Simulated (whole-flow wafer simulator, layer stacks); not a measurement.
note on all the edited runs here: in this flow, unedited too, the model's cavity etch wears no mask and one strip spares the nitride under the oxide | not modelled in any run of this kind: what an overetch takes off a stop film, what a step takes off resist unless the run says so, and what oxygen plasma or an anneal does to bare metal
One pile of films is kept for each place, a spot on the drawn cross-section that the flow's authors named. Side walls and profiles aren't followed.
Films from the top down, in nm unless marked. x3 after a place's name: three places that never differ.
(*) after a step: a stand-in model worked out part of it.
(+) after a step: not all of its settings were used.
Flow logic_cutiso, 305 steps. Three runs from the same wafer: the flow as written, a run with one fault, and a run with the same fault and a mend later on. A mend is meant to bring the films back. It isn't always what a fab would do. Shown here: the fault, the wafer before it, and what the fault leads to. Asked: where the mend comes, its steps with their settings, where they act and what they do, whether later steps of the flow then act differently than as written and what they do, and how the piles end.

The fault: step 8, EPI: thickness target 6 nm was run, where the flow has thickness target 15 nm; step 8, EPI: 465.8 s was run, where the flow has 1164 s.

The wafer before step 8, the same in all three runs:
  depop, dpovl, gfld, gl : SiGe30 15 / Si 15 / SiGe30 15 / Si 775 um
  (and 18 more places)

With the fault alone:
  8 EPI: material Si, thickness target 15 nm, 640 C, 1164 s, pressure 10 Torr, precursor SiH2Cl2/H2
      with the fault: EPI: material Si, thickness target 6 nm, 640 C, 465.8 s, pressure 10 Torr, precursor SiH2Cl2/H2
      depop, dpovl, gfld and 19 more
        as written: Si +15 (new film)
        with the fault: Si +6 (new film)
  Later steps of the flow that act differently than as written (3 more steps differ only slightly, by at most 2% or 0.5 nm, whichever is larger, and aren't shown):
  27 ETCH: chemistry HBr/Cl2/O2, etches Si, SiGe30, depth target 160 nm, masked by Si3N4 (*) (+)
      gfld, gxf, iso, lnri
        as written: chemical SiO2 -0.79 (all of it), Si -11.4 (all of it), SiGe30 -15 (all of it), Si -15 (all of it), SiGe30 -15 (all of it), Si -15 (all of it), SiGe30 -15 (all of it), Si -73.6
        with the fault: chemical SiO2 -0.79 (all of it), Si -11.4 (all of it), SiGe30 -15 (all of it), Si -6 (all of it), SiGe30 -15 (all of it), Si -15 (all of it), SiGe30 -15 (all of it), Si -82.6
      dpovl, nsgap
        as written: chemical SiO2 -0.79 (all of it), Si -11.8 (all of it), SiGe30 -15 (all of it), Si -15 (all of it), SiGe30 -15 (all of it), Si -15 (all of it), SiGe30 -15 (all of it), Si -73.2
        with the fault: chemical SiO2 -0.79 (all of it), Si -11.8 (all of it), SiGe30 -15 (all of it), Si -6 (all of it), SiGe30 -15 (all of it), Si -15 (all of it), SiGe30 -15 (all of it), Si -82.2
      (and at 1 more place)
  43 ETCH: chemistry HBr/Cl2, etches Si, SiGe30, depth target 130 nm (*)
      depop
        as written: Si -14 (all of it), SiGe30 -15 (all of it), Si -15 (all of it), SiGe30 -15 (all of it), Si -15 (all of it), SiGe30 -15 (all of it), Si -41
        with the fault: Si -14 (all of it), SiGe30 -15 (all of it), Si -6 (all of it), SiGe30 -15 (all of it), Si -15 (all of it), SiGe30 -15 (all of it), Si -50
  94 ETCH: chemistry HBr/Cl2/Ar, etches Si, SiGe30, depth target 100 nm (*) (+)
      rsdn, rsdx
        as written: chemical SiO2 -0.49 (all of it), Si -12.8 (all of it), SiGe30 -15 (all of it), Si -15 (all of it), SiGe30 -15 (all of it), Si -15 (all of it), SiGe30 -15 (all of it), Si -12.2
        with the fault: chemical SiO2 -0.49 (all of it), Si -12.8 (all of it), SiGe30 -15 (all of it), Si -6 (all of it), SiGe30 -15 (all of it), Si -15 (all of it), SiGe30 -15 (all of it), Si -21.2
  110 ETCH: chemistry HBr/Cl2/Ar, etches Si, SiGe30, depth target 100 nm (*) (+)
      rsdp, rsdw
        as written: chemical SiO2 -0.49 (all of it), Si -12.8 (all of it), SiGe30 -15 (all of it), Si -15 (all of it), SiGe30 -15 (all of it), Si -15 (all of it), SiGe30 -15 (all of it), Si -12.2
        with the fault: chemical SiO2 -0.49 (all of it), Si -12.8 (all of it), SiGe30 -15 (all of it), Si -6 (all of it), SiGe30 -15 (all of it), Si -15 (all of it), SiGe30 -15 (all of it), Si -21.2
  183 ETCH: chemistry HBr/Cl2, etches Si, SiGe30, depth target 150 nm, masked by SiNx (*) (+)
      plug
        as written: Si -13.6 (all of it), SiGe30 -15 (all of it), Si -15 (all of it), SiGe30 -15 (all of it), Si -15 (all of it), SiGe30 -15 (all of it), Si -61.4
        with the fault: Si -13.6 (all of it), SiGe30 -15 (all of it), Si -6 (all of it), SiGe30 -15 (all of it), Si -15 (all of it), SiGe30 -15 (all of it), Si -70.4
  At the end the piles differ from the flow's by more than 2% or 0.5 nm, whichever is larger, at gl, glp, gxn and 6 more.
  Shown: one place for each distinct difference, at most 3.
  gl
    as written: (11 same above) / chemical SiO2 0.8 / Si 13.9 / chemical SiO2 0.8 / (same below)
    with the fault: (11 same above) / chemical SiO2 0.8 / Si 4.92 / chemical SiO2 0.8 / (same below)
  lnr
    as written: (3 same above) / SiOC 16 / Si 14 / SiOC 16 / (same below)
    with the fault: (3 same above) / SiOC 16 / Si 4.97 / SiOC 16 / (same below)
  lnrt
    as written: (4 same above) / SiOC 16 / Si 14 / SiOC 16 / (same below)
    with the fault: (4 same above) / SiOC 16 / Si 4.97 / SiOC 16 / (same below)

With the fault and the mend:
  The mend comes after step 8.
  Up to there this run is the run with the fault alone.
  8a EPI: material Si, thickness target 9 nm, 640 C, 698.6 s, pressure 10 Torr, precursor SiH2Cl2/H2 (the flow's step 8 once more, with other settings)
      depop, dpovl, gfld and 19 more
        Si +9
  No later step of the flow acts differently than as written at any place that is followed.
  At the end the piles are the same as the flow's at every place that both follow.
